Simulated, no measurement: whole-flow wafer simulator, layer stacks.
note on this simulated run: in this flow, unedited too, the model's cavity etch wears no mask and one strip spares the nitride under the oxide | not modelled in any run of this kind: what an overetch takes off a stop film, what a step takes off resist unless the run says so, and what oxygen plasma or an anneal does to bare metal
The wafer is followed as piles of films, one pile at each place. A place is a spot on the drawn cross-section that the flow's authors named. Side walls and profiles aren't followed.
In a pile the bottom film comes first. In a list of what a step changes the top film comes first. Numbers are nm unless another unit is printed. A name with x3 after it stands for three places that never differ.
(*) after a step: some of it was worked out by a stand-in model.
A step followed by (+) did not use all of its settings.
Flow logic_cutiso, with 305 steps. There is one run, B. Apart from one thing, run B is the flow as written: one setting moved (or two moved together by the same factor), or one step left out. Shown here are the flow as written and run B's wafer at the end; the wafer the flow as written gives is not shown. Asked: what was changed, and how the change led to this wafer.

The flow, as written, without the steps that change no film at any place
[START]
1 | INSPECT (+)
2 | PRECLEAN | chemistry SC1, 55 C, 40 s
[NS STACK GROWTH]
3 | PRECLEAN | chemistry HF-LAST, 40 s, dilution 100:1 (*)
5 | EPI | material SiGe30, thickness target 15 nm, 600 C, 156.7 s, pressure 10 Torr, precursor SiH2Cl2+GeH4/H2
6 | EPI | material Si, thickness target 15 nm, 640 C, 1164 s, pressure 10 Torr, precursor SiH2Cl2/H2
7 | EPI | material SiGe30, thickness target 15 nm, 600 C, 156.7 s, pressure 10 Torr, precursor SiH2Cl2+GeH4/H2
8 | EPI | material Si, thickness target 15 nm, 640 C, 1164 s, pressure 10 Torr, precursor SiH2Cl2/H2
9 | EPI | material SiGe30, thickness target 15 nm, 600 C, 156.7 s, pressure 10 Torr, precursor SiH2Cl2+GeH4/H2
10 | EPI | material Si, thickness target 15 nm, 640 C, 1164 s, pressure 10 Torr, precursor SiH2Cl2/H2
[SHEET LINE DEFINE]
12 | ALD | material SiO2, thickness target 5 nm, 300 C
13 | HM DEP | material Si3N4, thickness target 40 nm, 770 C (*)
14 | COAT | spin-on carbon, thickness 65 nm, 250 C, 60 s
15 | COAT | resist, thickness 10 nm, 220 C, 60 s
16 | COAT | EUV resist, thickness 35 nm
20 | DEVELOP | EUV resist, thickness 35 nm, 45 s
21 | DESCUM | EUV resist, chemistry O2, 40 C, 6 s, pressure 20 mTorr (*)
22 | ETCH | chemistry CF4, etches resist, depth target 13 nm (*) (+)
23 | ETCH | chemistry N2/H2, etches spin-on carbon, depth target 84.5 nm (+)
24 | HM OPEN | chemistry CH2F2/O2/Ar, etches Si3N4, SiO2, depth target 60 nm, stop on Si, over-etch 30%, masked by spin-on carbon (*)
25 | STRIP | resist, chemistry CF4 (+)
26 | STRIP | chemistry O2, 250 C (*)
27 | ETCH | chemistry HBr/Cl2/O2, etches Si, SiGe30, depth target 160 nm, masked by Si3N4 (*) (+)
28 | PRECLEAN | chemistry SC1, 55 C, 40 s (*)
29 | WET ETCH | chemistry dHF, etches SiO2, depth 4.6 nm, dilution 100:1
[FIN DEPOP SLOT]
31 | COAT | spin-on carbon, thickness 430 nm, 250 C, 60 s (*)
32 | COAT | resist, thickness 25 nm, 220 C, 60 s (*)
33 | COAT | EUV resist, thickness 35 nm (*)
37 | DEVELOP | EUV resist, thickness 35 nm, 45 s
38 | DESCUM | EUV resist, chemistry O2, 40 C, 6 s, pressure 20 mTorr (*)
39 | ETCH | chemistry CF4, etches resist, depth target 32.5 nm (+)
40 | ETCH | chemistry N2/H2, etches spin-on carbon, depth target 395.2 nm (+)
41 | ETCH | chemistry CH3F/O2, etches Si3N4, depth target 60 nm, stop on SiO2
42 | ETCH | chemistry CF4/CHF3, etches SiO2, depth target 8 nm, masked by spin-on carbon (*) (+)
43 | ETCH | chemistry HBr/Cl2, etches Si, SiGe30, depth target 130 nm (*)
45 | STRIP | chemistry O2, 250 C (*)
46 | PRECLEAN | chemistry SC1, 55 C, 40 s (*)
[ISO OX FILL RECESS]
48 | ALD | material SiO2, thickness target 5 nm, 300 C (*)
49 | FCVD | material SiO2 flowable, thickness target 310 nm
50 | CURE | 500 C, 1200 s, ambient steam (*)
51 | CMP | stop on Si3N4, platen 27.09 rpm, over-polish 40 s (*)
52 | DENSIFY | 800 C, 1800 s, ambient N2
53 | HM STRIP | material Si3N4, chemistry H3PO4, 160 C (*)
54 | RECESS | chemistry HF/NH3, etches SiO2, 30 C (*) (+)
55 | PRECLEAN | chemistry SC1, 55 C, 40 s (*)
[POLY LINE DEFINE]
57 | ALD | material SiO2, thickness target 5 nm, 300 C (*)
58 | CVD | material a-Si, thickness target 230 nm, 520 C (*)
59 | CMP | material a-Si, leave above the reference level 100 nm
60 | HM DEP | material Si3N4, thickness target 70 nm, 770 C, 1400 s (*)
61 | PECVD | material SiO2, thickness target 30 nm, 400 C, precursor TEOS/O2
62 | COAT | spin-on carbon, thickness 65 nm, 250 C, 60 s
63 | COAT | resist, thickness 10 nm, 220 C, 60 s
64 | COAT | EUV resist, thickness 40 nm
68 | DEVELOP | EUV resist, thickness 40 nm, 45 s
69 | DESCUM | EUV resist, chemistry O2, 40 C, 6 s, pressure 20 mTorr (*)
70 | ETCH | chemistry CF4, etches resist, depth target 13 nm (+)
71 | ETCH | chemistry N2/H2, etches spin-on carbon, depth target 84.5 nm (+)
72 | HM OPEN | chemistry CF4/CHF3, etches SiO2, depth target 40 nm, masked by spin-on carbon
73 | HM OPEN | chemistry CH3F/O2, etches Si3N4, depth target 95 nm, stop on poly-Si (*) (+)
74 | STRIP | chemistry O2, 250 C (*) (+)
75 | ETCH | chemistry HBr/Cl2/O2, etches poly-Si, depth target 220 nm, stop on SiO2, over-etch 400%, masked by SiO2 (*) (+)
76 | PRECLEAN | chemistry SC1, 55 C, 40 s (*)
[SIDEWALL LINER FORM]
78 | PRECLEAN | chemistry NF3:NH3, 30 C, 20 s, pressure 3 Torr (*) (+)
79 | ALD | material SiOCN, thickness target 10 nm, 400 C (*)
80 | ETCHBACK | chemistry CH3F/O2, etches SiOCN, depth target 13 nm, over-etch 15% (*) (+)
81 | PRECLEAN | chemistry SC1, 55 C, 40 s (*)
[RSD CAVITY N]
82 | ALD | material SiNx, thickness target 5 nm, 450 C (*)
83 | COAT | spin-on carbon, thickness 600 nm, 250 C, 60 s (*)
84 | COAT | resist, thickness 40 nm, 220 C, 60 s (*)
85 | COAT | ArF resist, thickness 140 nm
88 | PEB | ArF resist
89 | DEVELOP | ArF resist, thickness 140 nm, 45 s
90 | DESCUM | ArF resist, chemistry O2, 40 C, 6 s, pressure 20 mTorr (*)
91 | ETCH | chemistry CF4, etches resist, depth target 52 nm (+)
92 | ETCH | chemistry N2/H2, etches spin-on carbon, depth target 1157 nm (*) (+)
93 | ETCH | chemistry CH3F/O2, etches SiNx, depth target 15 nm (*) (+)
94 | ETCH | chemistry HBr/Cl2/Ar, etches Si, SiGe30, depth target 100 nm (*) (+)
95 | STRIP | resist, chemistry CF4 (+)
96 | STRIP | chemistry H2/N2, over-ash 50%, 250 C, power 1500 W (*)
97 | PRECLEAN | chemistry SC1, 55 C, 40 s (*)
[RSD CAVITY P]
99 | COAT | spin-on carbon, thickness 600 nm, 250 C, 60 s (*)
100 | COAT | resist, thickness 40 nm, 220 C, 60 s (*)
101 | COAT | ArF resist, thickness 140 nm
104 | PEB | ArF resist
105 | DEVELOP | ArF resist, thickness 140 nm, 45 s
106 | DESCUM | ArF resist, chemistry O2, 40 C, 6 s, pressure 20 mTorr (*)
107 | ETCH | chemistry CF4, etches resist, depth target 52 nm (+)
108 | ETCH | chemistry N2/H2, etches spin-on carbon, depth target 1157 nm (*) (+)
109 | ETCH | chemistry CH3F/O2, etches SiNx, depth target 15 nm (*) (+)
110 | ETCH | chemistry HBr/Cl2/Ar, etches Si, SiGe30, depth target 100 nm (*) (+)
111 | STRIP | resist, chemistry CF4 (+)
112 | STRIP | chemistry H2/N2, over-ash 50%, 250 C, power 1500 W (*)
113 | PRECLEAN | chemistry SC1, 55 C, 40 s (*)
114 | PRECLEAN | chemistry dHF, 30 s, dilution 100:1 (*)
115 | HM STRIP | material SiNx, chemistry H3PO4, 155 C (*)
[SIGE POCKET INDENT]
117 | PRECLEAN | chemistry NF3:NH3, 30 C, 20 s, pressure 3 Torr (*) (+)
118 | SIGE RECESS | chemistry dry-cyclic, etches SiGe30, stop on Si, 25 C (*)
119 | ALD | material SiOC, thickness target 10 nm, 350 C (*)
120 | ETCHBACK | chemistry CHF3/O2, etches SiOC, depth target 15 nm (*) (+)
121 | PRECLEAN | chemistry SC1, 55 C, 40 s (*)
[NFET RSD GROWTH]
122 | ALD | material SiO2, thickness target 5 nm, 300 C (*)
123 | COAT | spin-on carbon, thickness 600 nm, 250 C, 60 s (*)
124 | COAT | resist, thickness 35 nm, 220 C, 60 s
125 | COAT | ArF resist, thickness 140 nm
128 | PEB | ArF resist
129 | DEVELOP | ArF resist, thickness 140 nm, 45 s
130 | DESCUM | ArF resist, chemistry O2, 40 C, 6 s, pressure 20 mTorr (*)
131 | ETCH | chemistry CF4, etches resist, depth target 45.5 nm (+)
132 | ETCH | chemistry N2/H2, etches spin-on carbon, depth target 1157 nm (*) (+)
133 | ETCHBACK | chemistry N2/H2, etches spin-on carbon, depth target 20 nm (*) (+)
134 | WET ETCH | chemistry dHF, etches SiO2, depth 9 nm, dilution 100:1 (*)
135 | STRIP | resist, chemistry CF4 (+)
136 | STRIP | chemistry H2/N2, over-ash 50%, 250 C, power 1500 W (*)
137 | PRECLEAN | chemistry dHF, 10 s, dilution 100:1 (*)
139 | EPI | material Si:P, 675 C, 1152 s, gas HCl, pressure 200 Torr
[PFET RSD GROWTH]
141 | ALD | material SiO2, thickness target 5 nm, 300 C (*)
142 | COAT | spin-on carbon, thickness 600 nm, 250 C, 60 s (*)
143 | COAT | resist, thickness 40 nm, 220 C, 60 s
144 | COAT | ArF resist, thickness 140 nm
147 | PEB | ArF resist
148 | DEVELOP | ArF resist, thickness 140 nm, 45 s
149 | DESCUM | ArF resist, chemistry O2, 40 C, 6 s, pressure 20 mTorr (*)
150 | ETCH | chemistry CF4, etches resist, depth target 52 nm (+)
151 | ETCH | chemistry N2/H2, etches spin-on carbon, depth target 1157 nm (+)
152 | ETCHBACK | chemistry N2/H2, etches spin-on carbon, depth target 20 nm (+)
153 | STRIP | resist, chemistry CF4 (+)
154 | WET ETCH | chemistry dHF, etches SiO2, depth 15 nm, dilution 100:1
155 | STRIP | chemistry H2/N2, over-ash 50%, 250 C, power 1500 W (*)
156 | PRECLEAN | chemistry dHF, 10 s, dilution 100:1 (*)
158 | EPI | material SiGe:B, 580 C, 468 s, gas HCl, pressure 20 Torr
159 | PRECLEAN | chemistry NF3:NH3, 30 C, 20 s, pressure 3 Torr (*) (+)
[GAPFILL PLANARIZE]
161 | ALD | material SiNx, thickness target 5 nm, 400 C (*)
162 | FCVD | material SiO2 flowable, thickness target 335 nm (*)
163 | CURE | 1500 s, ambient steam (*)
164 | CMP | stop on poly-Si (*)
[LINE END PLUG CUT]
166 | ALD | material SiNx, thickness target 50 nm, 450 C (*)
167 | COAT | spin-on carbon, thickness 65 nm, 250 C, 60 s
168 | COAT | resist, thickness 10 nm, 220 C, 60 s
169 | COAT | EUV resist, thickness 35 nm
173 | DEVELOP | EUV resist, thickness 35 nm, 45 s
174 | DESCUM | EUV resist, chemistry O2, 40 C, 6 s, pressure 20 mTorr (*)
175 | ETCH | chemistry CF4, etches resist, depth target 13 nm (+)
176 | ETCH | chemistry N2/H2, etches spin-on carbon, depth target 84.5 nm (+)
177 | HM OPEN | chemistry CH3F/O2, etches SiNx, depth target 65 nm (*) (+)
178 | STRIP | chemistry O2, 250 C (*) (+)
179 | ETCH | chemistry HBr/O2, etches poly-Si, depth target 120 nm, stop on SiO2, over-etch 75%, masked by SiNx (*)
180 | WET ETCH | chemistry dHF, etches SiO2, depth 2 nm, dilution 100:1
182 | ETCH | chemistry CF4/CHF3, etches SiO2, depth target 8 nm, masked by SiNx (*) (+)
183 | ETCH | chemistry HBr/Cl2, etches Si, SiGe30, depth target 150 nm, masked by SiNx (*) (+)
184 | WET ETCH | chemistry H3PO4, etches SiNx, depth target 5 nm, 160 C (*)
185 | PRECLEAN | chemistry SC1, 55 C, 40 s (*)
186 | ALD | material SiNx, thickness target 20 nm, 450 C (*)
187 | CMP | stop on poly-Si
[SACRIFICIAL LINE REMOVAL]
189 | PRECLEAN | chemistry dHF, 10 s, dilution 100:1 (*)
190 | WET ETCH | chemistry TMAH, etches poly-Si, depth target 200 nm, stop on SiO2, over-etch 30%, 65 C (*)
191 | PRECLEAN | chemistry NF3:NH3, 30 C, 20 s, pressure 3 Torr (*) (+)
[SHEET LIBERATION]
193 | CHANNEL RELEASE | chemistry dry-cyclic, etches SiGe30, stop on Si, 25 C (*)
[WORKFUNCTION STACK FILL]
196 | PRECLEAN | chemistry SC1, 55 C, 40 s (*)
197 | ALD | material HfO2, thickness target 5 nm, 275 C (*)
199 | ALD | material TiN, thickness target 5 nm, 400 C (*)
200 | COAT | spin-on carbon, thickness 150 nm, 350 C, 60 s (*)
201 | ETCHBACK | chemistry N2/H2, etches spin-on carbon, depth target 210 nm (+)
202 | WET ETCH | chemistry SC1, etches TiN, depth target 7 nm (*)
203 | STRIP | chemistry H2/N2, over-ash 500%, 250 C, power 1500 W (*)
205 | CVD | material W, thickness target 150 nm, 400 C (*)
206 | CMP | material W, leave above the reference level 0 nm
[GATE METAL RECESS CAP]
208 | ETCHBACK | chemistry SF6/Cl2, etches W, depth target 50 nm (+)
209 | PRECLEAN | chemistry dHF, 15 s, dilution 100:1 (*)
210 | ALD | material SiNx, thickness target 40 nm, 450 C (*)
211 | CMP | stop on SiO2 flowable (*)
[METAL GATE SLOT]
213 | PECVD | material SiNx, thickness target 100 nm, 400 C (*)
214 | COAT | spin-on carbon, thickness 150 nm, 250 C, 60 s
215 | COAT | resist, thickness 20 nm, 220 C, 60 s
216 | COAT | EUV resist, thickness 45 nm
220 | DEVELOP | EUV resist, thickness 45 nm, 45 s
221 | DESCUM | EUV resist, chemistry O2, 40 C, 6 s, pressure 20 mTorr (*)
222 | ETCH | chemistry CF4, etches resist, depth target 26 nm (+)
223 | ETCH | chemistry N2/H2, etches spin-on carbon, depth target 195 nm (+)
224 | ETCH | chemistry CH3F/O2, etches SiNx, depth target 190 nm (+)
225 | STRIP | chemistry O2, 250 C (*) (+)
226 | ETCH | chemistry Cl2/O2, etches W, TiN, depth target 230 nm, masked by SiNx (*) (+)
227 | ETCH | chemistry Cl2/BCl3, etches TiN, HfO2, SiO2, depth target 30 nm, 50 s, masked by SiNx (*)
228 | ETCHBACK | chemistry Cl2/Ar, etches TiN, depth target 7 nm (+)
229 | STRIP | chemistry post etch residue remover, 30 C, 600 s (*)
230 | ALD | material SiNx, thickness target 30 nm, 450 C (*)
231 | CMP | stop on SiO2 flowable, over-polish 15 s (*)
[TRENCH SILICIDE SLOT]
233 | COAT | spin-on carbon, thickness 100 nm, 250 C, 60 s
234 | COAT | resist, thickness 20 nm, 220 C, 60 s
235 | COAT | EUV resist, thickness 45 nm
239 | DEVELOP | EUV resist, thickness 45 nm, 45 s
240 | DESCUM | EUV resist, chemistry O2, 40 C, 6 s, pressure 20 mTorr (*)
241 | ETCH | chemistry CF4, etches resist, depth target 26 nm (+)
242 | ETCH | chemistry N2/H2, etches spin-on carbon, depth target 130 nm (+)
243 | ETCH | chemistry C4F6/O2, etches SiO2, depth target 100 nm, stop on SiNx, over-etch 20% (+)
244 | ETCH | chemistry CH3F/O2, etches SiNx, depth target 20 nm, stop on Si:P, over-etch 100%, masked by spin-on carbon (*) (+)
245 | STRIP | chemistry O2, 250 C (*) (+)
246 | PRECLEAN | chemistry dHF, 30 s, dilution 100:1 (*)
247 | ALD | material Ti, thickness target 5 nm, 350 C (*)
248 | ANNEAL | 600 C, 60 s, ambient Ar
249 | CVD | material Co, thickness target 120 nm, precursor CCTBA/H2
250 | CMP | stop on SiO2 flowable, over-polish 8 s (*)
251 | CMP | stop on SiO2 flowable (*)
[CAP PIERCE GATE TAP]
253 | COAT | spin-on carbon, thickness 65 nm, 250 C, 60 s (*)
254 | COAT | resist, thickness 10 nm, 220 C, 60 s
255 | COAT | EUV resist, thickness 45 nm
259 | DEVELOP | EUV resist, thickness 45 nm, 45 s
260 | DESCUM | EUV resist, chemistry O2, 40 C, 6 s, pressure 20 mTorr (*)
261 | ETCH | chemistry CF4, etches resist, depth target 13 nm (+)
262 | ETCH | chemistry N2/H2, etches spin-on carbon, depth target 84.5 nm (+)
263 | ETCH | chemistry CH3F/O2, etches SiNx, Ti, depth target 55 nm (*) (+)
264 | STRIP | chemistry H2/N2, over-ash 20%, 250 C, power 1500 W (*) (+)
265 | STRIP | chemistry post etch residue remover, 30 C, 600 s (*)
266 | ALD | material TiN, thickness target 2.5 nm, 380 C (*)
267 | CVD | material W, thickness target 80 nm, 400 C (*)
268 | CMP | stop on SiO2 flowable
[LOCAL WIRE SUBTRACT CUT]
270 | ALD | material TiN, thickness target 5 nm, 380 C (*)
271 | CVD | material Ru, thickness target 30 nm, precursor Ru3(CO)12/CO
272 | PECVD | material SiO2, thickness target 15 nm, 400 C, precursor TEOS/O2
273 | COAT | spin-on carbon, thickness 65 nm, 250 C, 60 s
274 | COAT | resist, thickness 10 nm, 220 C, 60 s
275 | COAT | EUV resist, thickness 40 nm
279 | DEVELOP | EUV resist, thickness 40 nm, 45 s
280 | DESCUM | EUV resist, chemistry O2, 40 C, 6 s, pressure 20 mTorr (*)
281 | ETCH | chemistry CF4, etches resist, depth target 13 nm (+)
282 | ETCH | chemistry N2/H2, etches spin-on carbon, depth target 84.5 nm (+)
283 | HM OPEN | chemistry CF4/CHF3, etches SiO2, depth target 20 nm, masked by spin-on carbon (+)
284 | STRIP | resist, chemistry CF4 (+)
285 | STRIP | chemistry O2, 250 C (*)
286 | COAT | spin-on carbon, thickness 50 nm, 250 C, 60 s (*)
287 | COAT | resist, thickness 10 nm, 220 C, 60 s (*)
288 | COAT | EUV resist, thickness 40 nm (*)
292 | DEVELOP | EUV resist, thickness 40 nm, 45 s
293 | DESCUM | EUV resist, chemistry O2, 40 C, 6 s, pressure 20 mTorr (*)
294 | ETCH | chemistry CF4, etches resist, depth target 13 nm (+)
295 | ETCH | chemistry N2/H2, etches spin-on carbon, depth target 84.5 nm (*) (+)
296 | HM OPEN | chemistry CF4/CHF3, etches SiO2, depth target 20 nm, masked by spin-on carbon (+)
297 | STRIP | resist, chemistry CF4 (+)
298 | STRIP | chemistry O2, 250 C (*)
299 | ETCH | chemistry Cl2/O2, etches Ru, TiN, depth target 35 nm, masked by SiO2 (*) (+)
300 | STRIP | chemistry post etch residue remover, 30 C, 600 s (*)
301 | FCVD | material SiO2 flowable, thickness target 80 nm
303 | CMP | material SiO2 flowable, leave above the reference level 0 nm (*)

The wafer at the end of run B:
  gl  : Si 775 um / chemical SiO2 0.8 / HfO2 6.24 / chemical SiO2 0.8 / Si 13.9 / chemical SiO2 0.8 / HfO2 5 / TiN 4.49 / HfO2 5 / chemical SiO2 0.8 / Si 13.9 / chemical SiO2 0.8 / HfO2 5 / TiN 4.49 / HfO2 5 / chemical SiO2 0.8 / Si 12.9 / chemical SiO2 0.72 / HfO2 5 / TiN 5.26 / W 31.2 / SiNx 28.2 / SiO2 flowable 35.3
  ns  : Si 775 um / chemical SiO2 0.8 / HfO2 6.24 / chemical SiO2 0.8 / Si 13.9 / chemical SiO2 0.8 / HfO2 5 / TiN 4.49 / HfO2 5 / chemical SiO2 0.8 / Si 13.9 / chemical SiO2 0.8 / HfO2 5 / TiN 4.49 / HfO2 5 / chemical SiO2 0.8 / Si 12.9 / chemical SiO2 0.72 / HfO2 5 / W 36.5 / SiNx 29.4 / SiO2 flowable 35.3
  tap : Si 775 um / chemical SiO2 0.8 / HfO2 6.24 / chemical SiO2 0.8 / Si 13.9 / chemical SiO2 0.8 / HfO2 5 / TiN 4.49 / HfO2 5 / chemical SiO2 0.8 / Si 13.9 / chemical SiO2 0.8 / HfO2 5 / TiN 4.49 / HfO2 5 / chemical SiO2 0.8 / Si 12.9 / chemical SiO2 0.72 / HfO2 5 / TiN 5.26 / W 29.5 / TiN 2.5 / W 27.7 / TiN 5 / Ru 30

The reason: step 5, EPI: thickness target 6.8 nm was run, while the flow as written has thickness target 15 nm; step 5, EPI: 70.5 s was run, where the flow has 156.7 s.

The path from the change to this, step by step:
  5 | EPI | material SiGe30, thickness target 15 nm, 600 C, 156.7 s, pressure 10 Torr, precursor SiH2Cl2+GeH4/H2
      depop, dpovl, gfld and 19 more: +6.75 SiGe30 (new film) (it would be, as written: +15 SiGe30 (new film))
  27 | ETCH | chemistry HBr/Cl2/O2, etches Si, SiGe30, depth target 160 nm, masked by Si3N4 (*) (+)
      gfld, gxf, iso, lnri: -0.79 chemical SiO2 (all of it), -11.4 Si (all of it), -15 SiGe30 (all of it), -15 Si (all of it), -15 SiGe30 (all of it), -15 Si (all of it), -6.75 SiGe30 (all of it), -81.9 Si (it would be, as written: -0.79 chemical SiO2 (all of it), -11.4 Si (all of it), -15 SiGe30 (all of it), -15 Si (all of it), -15 SiGe30 (all of it), -15 Si (all of it), -15 SiGe30 (all of it), -73.6 Si)
      dpovl, nsgap: -0.79 chemical SiO2 (all of it), -11.8 Si (all of it), -15 SiGe30 (all of it), -15 Si (all of it), -15 SiGe30 (all of it), -15 Si (all of it), -6.75 SiGe30 (all of it), -81.5 Si (it would be, as written: -0.79 chemical SiO2 (all of it), -11.8 Si (all of it), -15 SiGe30 (all of it), -15 Si (all of it), -15 SiGe30 (all of it), -15 Si (all of it), -15 SiGe30 (all of it), -73.2 Si)
      (also at 1 further place)
  43 | ETCH | chemistry HBr/Cl2, etches Si, SiGe30, depth target 130 nm (*)
      depop: -14 Si (all of it), -15 SiGe30 (all of it), -15 Si (all of it), -15 SiGe30 (all of it), -15 Si (all of it), -6.75 SiGe30 (all of it), -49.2 Si (it would be, as written: -14 Si (all of it), -15 SiGe30 (all of it), -15 Si (all of it), -15 SiGe30 (all of it), -15 Si (all of it), -15 SiGe30 (all of it), -41 Si)
  94 | ETCH | chemistry HBr/Cl2/Ar, etches Si, SiGe30, depth target 100 nm (*) (+)
      rsdn, rsdx: -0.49 chemical SiO2 (all of it), -12.8 Si (all of it), -15 SiGe30 (all of it), -15 Si (all of it), -15 SiGe30 (all of it), -15 Si (all of it), -6.75 SiGe30 (all of it), -20.4 Si (it would be, as written: -0.49 chemical SiO2 (all of it), -12.8 Si (all of it), -15 SiGe30 (all of it), -15 Si (all of it), -15 SiGe30 (all of it), -15 Si (all of it), -15 SiGe30 (all of it), -12.2 Si)
  110 | ETCH | chemistry HBr/Cl2/Ar, etches Si, SiGe30, depth target 100 nm (*) (+)
      rsdp, rsdw: -0.49 chemical SiO2 (all of it), -12.8 Si (all of it), -15 SiGe30 (all of it), -15 Si (all of it), -15 SiGe30 (all of it), -15 Si (all of it), -6.75 SiGe30 (all of it), -20.4 Si (it would be, as written: -0.49 chemical SiO2 (all of it), -12.8 Si (all of it), -15 SiGe30 (all of it), -15 Si (all of it), -15 SiGe30 (all of it), -15 Si (all of it), -15 SiGe30 (all of it), -12.2 Si)
  118 | SIGE RECESS | chemistry dry-cyclic, etches SiGe30, stop on Si, 25 C (*)
      lnr, lnrp, lnrt: -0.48 SiOCN, -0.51 Si, +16 cavity (new film), -15 SiGe30 (all of it), -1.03 Si, +16 cavity (new film), -15 SiGe30 (all of it), -1.03 Si, +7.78 cavity (new film), -6.75 SiGe30 (all of it), -0.51 Si (it would be, as written: -0.48 SiOCN, -0.51 Si, +16 cavity (new film), -15 SiGe30 (all of it), -1.03 Si, +16 cavity (new film), -15 SiGe30 (all of it), -1.03 Si, +16 cavity (new film), -15 SiGe30 (all of it), -0.51 Si)
  119 | ALD | material SiOC, thickness target 10 nm, 350 C (*)
      lnr, lnrp, lnrt: +10 SiOC (new film), +16 SiOC (new film), -16 cavity (all of it), +16 SiOC (new film), -16 cavity (all of it), +7.78 SiOC (new film), -7.78 cavity (all of it) (it would be, as written: +10 SiOC (new film), +16 SiOC (new film), -16 cavity (all of it), +16 SiOC (new film), -16 cavity (all of it), +16 SiOC (new film), -16 cavity (all of it))
  183 | ETCH | chemistry HBr/Cl2, etches Si, SiGe30, depth target 150 nm, masked by SiNx (*) (+)
      plug: -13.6 Si (all of it), -15 SiGe30 (all of it), -15 Si (all of it), -15 SiGe30 (all of it), -15 Si (all of it), -6.75 SiGe30 (all of it), -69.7 Si (it would be, as written: -13.6 Si (all of it), -15 SiGe30 (all of it), -15 Si (all of it), -15 SiGe30 (all of it), -15 Si (all of it), -15 SiGe30 (all of it), -61.4 Si)
  193 | CHANNEL RELEASE | chemistry dry-cyclic, etches SiGe30, stop on Si, 25 C (*)
      gl, glp, gxn, gxp, ns, tap: +0.8 chemical SiO2 (new film), -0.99 Si, +0.8 chemical SiO2 (new film), +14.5 cavity (new film), +0.8 chemical SiO2 (new film), -15 SiGe30 (all of it), -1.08 Si, +0.8 chemical SiO2 (new film), +14.5 cavity (new film), +0.8 chemical SiO2 (new film), -15 SiGe30 (all of it), -1.08 Si, +0.8 chemical SiO2 (new film), +6.24 cavity (new film), +0.8 chemical SiO2 (new film), -6.75 SiGe30 (all of it), -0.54 Si (it would be, as written: +0.8 chemical SiO2 (new film), -0.99 Si, +0.8 chemical SiO2 (new film), +14.5 cavity (new film), +0.8 chemical SiO2 (new film), -15 SiGe30 (all of it), -1.08 Si, +0.8 chemical SiO2 (new film), +14.5 cavity (new film), +0.8 chemical SiO2 (new film), -15 SiGe30 (all of it), -1.08 Si, +0.8 chemical SiO2 (new film), +14.5 cavity (new film), +0.8 chemical SiO2 (new film), -15 SiGe30 (all of it), -0.54 Si)
  197 | ALD | material HfO2, thickness target 5 nm, 275 C (*)
      gl, glp, gxn, gxp, ns, tap: +5 HfO2 (new film), +5 HfO2 (new film), -10 cavity, +5 HfO2 (new film), +5 HfO2 (new film), -10 cavity, +5 HfO2 (new film), +6.24 HfO2 (new film), -6.24 cavity (all of it) (it would be, as written: +5 HfO2 (new film), +5 HfO2 (new film), -10 cavity, +5 HfO2 (new film), +5 HfO2 (new film), -10 cavity, +5 HfO2 (new film), +5 HfO2 (new film), -10 cavity, +5 HfO2 (new film))
  199 | ALD | material TiN, thickness target 5 nm, 400 C (*)
      gl, glp, tap: +5.26 TiN (new film), +4.49 TiN (new film), -4.49 cavity (all of it), +4.49 TiN (new film), -4.49 cavity (all of it) (it would be, as written: +5.26 TiN (new film), +4.49 TiN (new film), -4.49 cavity (all of it), +4.49 TiN (new film), -4.49 cavity (all of it), +4.49 TiN (new film), -4.49 cavity (all of it))
      gxn, gxp, ns: +5 TiN (new film), +4.49 TiN (new film), -4.49 cavity (all of it), +4.49 TiN (new film), -4.49 cavity (all of it) (it would be, as written: +5 TiN (new film), +4.49 TiN (new film), -4.49 cavity (all of it), +4.49 TiN (new film), -4.49 cavity (all of it), +4.49 TiN (new film), -4.49 cavity (all of it))
Taking metal films that touch as one body, gl has 3 bodies (between them, from the top down: HfO2 5 / chemical SiO2 0.72 / Si 12.9 / chemical SiO2 0.8 / HfO2 5; HfO2 5 / chemical SiO2 0.8 / Si 13.9 / chemical SiO2 0.8 / HfO2 5); the flow as written gives 4 bodies (between them, from the top down: HfO2 5 / chemical SiO2 0.72 / Si 12.9 / chemical SiO2 0.8 / HfO2 5; HfO2 5 / chemical SiO2 0.8 / Si 13.9 / chemical SiO2 0.8 / HfO2 5; HfO2 5 / chemical SiO2 0.8 / Si 13.9 / chemical SiO2 0.8 / HfO2 5).
Taking metal films that touch as one body, ns has 3 bodies (between them, from the top down: HfO2 5 / chemical SiO2 0.72 / Si 12.9 / chemical SiO2 0.8 / HfO2 5; HfO2 5 / chemical SiO2 0.8 / Si 13.9 / chemical SiO2 0.8 / HfO2 5); the flow as written gives 4 bodies (between them, from the top down: HfO2 5 / chemical SiO2 0.72 / Si 12.9 / chemical SiO2 0.8 / HfO2 5; HfO2 5 / chemical SiO2 0.8 / Si 13.9 / chemical SiO2 0.8 / HfO2 5; HfO2 5 / chemical SiO2 0.8 / Si 13.9 / chemical SiO2 0.8 / HfO2 5).
Taking metal films that touch as one body, tap has 3 bodies (between them, from the top down: HfO2 5 / chemical SiO2 0.72 / Si 12.9 / chemical SiO2 0.8 / HfO2 5; HfO2 5 / chemical SiO2 0.8 / Si 13.9 / chemical SiO2 0.8 / HfO2 5); the flow as written gives 4 bodies (between them, from the top down: HfO2 5 / chemical SiO2 0.72 / Si 12.9 / chemical SiO2 0.8 / HfO2 5; HfO2 5 / chemical SiO2 0.8 / Si 13.9 / chemical SiO2 0.8 / HfO2 5; HfO2 5 / chemical SiO2 0.8 / Si 13.9 / chemical SiO2 0.8 / HfO2 5).
